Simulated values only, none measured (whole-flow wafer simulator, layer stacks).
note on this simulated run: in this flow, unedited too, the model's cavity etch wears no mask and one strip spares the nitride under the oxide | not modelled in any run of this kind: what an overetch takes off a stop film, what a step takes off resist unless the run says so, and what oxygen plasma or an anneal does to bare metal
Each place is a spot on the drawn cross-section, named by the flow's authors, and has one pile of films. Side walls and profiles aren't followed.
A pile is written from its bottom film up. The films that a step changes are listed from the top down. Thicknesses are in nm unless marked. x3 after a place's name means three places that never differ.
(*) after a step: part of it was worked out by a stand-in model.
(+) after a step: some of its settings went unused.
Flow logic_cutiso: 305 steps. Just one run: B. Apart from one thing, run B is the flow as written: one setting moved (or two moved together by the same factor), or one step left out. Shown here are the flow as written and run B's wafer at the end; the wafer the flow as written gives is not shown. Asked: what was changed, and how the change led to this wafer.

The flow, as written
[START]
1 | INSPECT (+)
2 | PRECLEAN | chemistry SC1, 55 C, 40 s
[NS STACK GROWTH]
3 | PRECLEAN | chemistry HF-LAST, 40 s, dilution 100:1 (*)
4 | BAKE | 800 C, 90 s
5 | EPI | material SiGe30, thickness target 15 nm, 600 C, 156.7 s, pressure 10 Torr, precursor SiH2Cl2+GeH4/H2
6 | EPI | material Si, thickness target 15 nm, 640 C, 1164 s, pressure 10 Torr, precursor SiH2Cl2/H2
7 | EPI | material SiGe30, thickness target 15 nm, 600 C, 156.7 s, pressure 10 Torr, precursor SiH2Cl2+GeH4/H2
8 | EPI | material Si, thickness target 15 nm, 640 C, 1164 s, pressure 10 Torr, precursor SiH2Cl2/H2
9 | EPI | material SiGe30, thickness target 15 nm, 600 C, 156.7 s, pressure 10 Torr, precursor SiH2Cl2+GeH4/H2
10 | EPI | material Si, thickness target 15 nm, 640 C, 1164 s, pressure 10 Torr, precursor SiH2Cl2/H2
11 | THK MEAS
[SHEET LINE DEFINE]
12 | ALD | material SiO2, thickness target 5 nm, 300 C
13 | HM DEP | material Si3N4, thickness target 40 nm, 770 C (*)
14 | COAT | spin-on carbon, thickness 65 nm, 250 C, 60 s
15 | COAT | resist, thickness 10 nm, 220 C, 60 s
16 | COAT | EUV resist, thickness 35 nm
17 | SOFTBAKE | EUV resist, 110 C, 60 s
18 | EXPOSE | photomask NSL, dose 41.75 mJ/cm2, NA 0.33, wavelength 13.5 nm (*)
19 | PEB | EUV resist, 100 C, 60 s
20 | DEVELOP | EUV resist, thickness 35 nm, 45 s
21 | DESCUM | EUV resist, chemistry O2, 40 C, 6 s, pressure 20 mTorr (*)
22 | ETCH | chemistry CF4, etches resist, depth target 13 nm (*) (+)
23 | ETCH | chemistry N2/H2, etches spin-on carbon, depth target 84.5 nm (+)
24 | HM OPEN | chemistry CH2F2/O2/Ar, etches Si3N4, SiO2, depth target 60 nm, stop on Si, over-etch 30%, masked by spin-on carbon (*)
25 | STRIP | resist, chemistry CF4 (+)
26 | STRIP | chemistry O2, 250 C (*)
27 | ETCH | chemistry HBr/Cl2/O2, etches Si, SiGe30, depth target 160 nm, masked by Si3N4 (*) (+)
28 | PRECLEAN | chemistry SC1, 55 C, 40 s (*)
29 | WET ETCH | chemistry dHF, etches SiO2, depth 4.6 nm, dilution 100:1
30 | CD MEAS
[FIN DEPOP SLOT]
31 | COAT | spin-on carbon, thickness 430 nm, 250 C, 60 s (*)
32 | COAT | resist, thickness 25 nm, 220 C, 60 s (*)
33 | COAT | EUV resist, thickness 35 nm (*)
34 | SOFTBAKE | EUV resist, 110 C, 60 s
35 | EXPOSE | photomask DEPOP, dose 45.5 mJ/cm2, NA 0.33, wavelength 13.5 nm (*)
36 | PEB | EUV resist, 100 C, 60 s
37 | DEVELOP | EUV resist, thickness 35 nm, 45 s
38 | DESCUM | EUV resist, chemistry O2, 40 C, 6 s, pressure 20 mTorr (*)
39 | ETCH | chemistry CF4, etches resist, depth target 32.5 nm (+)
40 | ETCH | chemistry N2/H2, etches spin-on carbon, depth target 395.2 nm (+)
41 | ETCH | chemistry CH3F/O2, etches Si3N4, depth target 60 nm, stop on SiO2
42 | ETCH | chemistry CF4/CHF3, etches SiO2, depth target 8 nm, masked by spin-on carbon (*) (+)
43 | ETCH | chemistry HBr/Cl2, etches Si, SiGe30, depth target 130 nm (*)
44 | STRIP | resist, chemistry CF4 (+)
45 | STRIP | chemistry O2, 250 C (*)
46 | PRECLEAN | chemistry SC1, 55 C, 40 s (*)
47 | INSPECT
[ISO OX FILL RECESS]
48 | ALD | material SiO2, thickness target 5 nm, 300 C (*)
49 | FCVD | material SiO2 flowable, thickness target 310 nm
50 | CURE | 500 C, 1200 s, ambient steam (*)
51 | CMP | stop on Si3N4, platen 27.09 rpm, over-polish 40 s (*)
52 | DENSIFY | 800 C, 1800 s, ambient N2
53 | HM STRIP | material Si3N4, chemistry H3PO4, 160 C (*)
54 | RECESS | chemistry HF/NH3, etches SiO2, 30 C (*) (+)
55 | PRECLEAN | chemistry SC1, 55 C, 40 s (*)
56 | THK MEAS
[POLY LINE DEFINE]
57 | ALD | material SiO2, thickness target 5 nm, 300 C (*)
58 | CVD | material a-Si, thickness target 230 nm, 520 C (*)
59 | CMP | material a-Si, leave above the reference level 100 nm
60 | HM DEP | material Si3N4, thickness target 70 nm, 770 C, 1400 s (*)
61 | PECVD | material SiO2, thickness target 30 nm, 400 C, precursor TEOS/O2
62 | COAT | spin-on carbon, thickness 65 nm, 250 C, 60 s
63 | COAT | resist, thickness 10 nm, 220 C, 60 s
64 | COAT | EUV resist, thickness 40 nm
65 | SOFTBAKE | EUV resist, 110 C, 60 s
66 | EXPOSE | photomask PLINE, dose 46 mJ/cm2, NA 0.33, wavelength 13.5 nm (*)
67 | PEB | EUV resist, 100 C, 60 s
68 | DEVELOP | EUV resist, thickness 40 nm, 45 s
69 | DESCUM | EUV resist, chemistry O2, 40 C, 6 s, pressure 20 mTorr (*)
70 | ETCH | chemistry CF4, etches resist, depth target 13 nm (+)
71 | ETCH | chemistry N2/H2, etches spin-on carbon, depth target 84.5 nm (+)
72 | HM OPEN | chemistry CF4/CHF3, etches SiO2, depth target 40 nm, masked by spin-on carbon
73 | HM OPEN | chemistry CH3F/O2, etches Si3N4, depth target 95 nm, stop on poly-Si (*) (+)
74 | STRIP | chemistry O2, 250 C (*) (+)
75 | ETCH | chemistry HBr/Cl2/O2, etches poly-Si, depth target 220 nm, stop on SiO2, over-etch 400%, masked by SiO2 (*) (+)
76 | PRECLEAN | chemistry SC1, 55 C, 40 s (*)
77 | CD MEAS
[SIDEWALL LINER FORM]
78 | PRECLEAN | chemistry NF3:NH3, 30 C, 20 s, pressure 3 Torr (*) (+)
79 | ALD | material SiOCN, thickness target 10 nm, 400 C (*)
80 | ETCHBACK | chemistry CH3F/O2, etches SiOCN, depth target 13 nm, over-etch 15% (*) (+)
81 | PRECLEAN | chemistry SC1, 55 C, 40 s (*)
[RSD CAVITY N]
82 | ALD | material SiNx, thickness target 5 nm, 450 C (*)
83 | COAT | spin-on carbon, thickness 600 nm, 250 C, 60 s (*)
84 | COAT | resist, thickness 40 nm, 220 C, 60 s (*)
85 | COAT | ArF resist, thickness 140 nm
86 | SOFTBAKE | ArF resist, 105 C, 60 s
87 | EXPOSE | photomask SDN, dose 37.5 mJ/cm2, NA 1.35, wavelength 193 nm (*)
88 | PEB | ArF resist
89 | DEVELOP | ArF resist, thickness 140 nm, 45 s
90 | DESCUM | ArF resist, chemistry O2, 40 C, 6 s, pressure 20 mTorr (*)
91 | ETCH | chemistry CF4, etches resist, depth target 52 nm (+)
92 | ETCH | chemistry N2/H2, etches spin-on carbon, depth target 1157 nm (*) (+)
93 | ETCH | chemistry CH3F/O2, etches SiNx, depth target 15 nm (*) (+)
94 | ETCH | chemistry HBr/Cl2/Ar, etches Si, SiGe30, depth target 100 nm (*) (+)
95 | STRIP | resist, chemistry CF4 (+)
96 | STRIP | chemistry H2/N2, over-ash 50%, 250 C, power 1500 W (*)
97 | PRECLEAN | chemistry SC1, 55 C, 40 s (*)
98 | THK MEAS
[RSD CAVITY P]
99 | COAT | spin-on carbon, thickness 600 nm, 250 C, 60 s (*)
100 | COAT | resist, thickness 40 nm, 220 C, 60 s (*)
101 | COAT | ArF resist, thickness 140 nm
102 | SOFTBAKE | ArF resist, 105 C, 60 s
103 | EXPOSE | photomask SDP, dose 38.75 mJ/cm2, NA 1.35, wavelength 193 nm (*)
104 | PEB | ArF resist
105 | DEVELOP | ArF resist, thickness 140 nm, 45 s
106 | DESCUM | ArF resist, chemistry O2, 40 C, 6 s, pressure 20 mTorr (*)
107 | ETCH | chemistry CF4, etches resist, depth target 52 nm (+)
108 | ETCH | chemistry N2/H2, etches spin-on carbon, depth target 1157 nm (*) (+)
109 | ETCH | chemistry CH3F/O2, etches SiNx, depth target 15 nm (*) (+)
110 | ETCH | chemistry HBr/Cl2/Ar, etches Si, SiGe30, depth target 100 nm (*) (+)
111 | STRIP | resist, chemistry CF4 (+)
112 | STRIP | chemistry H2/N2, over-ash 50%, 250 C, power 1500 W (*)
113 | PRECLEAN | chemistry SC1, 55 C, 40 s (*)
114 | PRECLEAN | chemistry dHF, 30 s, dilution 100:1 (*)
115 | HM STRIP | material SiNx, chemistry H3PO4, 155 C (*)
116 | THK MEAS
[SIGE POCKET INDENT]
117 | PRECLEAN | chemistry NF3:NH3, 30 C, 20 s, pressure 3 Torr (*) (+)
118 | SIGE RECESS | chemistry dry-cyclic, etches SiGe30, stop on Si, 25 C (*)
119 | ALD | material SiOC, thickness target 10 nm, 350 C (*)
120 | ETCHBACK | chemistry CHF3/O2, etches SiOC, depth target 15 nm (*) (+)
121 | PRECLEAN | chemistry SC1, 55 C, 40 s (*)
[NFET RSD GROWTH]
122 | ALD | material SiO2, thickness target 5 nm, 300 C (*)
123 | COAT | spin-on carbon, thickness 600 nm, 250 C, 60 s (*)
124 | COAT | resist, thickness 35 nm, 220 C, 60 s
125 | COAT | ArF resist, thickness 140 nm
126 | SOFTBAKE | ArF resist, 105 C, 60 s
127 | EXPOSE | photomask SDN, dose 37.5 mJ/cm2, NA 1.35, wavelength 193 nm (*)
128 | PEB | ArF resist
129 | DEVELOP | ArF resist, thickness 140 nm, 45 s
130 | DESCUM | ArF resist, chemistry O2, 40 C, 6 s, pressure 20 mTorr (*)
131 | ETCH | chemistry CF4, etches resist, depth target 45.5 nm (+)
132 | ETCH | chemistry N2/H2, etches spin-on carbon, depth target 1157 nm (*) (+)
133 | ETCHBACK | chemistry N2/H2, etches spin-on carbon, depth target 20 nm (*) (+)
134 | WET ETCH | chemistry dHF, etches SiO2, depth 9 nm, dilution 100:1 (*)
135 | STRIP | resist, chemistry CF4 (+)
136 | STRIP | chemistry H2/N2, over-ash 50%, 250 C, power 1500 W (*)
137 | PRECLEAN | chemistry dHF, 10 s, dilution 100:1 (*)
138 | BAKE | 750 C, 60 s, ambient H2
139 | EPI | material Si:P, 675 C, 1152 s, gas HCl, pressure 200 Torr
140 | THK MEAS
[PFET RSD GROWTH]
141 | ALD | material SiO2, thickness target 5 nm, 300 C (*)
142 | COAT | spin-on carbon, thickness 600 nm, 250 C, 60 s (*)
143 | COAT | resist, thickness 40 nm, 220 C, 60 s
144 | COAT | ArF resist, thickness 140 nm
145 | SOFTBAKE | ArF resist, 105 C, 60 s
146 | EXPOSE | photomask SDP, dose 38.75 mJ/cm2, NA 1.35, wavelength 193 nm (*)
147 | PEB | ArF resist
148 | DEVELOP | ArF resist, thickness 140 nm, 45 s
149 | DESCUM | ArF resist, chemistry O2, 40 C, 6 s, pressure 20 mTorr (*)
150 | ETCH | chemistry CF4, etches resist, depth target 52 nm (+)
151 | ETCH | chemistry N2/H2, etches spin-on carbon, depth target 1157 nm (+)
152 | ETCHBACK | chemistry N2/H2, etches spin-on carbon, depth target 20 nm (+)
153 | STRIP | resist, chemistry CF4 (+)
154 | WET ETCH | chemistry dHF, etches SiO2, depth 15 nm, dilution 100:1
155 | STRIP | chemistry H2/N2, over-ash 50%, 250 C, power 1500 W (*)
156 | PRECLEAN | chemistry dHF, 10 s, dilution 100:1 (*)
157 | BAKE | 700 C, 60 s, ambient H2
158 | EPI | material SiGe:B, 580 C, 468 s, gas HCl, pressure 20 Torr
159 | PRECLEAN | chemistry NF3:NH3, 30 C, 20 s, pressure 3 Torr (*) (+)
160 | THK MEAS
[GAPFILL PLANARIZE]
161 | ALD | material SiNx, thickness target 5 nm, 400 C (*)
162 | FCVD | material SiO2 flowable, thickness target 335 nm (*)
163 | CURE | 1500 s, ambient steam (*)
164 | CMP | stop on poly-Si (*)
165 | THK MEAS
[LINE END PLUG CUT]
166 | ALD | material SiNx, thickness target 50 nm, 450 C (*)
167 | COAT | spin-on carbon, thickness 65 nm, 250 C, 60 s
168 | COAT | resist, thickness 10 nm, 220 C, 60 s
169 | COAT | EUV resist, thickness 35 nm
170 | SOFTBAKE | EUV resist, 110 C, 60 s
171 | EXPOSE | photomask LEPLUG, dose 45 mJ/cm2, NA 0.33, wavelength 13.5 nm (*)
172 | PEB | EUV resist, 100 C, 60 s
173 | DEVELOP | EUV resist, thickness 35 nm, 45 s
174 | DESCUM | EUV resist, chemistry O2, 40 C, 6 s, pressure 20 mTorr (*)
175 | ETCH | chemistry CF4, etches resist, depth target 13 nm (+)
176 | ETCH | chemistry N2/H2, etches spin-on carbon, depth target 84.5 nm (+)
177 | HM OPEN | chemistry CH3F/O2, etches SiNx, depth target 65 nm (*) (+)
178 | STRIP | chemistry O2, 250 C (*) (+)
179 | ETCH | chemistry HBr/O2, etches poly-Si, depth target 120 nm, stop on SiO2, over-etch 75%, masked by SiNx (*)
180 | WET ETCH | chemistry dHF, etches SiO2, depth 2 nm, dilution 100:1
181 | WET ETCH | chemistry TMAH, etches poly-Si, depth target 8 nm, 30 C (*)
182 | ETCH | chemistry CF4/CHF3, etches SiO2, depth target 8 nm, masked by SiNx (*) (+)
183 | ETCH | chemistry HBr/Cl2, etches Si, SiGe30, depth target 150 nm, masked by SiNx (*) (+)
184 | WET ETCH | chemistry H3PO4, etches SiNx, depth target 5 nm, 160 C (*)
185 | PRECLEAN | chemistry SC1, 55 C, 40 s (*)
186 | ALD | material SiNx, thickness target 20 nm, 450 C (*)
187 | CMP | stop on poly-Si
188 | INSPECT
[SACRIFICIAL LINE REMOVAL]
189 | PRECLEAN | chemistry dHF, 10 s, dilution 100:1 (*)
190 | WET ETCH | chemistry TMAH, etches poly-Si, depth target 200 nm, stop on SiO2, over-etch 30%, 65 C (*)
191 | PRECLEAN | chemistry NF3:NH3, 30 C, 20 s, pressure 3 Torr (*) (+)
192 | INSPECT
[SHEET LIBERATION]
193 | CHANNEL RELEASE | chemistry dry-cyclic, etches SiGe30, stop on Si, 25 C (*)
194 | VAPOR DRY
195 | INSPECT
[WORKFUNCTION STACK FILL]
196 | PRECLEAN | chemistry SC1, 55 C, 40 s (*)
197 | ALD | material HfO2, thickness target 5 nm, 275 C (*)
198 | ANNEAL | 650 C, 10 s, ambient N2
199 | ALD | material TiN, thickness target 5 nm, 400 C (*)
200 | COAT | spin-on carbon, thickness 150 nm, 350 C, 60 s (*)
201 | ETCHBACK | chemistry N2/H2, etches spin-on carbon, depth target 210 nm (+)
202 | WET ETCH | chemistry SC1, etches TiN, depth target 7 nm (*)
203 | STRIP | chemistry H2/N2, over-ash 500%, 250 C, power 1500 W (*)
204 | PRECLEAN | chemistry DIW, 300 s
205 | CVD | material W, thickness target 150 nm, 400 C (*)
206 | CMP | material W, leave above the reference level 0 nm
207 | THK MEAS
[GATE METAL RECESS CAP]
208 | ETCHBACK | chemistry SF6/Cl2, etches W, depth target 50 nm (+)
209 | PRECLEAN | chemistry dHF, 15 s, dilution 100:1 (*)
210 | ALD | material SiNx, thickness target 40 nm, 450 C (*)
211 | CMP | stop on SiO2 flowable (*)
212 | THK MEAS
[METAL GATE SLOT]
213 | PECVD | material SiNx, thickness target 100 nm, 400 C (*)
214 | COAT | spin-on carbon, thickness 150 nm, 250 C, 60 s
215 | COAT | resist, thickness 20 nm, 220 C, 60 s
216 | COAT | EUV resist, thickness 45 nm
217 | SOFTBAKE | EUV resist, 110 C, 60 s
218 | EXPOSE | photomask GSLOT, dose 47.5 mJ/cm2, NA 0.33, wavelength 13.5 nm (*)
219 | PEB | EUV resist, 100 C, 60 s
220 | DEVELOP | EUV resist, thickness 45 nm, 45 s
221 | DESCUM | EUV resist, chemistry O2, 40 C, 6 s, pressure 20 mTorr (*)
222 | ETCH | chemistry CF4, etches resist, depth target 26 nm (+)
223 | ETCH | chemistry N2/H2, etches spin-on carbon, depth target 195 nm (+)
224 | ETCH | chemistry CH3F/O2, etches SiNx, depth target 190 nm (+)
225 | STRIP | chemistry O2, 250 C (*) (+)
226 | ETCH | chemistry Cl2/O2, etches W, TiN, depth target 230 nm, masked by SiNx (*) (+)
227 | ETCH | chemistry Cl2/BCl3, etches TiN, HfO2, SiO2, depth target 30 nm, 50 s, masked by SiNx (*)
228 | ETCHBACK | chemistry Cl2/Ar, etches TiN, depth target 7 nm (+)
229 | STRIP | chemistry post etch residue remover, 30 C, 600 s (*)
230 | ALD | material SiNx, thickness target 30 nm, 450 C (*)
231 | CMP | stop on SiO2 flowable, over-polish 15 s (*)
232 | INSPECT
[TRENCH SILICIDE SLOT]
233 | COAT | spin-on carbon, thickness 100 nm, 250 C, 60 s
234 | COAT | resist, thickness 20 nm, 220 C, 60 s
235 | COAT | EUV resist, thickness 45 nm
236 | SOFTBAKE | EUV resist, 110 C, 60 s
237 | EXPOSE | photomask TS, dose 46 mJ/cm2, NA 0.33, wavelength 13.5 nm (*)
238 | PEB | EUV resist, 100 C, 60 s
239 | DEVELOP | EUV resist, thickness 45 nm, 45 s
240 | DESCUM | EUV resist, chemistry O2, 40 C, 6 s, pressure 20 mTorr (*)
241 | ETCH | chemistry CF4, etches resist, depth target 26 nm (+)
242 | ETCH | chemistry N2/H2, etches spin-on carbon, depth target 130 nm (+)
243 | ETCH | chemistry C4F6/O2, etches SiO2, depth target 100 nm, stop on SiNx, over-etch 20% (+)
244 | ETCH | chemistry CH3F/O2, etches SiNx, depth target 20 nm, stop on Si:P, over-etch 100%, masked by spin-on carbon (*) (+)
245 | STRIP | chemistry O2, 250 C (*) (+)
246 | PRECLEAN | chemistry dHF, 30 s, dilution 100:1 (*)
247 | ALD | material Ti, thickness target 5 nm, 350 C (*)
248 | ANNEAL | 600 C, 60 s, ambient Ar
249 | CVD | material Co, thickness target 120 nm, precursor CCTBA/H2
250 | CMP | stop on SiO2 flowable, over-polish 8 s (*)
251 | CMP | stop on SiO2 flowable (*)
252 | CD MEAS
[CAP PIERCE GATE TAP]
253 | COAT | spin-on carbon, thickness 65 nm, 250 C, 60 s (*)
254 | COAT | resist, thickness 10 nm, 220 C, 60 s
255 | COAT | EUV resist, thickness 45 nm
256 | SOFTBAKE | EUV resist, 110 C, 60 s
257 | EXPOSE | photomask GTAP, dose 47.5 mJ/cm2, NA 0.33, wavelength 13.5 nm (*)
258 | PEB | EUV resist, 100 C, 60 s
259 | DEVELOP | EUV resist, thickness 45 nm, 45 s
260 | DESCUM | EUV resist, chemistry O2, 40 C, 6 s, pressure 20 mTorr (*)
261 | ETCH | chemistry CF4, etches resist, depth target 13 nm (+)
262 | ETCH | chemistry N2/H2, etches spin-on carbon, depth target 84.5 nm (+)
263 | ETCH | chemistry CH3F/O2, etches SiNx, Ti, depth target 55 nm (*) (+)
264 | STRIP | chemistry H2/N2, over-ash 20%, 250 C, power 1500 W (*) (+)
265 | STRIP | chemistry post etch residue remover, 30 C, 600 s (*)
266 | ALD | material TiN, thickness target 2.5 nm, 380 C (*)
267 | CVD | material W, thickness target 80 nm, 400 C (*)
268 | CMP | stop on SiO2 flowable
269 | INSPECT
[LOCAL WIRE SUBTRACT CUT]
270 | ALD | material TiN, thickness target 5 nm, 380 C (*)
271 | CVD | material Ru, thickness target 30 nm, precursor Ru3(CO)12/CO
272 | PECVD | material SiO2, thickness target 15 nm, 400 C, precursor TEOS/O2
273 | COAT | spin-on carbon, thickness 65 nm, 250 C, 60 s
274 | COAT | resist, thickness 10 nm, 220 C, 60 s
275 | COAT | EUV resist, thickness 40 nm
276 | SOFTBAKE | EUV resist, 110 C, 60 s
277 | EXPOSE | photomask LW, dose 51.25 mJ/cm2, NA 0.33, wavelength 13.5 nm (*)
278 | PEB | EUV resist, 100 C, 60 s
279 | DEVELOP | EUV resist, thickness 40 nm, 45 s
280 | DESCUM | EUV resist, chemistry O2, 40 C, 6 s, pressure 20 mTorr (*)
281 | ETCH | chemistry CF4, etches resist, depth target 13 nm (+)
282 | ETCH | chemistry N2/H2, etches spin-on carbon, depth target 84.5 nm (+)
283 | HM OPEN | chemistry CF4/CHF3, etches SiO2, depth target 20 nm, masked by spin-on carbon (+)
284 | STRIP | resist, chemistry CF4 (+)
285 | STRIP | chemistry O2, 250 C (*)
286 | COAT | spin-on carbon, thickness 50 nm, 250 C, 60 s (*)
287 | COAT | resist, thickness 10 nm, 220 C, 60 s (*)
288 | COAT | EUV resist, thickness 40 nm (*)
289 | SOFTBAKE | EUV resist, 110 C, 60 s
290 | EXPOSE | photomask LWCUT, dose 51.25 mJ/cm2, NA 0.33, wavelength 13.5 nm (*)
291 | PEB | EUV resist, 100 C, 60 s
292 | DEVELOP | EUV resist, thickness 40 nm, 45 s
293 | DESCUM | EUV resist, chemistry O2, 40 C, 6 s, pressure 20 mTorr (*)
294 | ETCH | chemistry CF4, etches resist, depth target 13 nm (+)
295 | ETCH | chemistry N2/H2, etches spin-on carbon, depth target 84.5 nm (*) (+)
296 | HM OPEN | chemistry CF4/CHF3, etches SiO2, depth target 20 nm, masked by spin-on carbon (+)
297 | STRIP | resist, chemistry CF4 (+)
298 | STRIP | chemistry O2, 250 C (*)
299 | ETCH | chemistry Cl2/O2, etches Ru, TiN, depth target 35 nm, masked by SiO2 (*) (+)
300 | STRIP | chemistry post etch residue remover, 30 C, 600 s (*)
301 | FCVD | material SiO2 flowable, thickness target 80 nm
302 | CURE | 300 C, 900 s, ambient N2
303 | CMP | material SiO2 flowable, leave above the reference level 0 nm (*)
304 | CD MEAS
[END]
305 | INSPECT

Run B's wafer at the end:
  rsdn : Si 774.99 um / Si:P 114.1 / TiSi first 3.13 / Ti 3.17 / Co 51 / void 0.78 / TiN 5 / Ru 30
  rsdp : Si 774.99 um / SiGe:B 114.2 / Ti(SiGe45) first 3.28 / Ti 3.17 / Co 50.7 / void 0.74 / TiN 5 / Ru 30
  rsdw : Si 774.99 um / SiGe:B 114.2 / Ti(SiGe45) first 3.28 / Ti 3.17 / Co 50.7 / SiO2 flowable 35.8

What caused this: step 248, ANNEAL: 600 C, 60 s, ambient Ar, was skipped.

The path from the change to this, step by step:
  302 | CURE | 300 C, 900 s, ambient N2
      rsdn: under 4 films: +0.78 void (new film), -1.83 Ti, +3.13 TiSi first (new film), -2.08 Si:P (as written it would have been: nothing)
      rsdp: under 4 films: +0.74 void (new film), -1.83 Ti, +3.28 Ti(SiGe45) first (new film), -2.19 SiGe:B (as written it would have been: nothing)
      (also at 1 further place)
With metal films that touch counted as one body, rsdn has 2 bodies (between them, from the top down: void 0.78); the flow as written gives 1 body.
With metal films that touch counted as one body, rsdp has 2 bodies (between them, from the top down: void 0.74); the flow as written gives 1 body.
